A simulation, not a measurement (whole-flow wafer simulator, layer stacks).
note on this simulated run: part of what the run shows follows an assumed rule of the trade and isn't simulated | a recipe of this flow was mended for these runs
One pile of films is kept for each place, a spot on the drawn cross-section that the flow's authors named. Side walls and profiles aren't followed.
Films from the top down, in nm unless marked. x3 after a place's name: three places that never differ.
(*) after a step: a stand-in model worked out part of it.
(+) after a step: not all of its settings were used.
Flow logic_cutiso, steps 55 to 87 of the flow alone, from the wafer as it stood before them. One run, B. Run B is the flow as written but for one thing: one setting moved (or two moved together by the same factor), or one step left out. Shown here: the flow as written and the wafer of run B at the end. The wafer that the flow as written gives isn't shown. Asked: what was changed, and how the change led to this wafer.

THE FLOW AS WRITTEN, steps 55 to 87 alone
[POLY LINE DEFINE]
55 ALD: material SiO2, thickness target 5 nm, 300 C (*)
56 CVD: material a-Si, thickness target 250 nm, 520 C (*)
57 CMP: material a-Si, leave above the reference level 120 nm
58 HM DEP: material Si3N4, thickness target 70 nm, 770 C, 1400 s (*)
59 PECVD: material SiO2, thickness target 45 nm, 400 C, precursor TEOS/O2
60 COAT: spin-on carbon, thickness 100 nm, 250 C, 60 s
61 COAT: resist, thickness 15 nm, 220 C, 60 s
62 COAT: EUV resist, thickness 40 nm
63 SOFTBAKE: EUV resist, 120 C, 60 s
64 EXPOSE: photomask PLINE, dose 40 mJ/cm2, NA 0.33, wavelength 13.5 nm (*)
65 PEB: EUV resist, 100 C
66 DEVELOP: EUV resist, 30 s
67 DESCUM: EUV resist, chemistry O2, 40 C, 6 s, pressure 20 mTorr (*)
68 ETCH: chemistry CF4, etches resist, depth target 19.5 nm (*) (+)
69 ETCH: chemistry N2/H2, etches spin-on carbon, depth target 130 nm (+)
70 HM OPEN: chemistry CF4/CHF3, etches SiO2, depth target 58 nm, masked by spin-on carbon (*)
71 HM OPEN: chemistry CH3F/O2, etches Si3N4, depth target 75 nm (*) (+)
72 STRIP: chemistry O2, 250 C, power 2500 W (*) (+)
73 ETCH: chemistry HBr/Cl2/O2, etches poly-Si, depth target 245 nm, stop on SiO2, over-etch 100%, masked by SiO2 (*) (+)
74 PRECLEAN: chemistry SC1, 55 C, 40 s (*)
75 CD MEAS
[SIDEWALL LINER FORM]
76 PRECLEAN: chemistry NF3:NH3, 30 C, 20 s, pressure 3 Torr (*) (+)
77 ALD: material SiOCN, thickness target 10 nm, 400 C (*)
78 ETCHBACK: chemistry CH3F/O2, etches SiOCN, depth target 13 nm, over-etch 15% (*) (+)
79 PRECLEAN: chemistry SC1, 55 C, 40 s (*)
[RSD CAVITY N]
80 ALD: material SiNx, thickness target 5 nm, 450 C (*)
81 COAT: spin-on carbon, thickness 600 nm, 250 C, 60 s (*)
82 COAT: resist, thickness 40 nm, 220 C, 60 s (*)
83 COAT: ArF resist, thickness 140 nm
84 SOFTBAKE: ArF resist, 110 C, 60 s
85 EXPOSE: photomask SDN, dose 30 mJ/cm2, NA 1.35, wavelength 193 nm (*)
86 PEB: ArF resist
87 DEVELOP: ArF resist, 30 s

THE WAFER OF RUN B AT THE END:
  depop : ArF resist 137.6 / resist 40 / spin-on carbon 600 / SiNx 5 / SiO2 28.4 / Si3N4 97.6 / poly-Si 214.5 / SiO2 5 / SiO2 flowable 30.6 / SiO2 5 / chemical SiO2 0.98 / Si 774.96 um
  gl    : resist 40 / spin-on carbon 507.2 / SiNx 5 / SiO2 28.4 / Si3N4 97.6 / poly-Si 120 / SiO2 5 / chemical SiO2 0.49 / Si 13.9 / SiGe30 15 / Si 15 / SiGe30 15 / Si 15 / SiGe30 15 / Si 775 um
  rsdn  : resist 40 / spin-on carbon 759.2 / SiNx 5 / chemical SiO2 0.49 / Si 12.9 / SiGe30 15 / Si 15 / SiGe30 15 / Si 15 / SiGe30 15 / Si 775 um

The cause: step 58, HM DEP: thickness target 97.6 nm was run, where the flow has thickness target 70 nm; step 58, HM DEP: 1951 s was run, where the flow has 1400 s.
It can be read off the wafer: depop has Si3N4 97.6, and step 58 as written asks for 70 nm.

How the change led to this, step by step:
  58 HM DEP: material Si3N4, thickness target 70 nm, 770 C, 1400 s (*)
      gl, glp, gxn and 11 more: Si3N4 +97.6 (new film), poly-Si +120 (new film), a-Si -120 (all of it) (as written it would be: Si3N4 +70 (new film), poly-Si +120 (new film), a-Si -120 (all of it))
      depop, dpovl x3, gfld, gxf, iso, lnri: Si3N4 +97.6 (new film), poly-Si +214.5 (new film), a-Si -214.5 (all of it) (as written it would be: Si3N4 +70 (new film), poly-Si +214.5 (new film), a-Si -214.5 (all of it))
  71 HM OPEN: chemistry CH3F/O2, etches Si3N4, depth target 75 nm (*) (+)
      iso, lnr, lnri and 6 more: Si3N4 -75 (as written it would be: Si3N4 -55.2 (all of it), poly-Si -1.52)
  72 STRIP: chemistry O2, 250 C, power 2500 W (*) (+)
      iso, lnr, lnri and 6 more: nothing (as written it would be: chemical SiO2 +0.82 (new film), poly-Si -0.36)
  73 ETCH: chemistry HBr/Cl2/O2, etches poly-Si, depth target 245 nm, stop on SiO2, over-etch 100%, masked by SiO2 (*) (+)
      lnr, lnrp, lnrt, rsdn, rsdp, rsdw, rsdx: Si3N4 -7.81 (all of it), poly-Si -120 (all of it), SiO2 -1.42 (as written it would be: chemical SiO2 -0.82 (all of it), poly-Si -118.1 (all of it), SiO2 -1.86)
      iso, lnri: Si3N4 -7.81 (all of it), poly-Si -214.5 (all of it), SiO2 -0.95 (as written it would be: chemical SiO2 -0.82 (all of it), poly-Si -212.6 (all of it), SiO2 -1.39)
  76 PRECLEAN: chemistry NF3:NH3, 30 C, 20 s, pressure 3 Torr (*) (+)
      iso, lnri: SiO2 -4 (all of it), SiO2 flowable -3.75 (as written it would be: SiO2 -3.56 (all of it), SiO2 flowable -4.26)
  81 COAT: spin-on carbon, thickness 600 nm, 250 C, 60 s (*)
      rsdn, rsdw, rsdx: spin-on carbon +759.2 (new film) (as written it would be: spin-on carbon +740.8 (new film))
      iso: spin-on carbon +857.2 (new film) (as written it would be: spin-on carbon +839.3 (new film))
      (and at 1 more place)
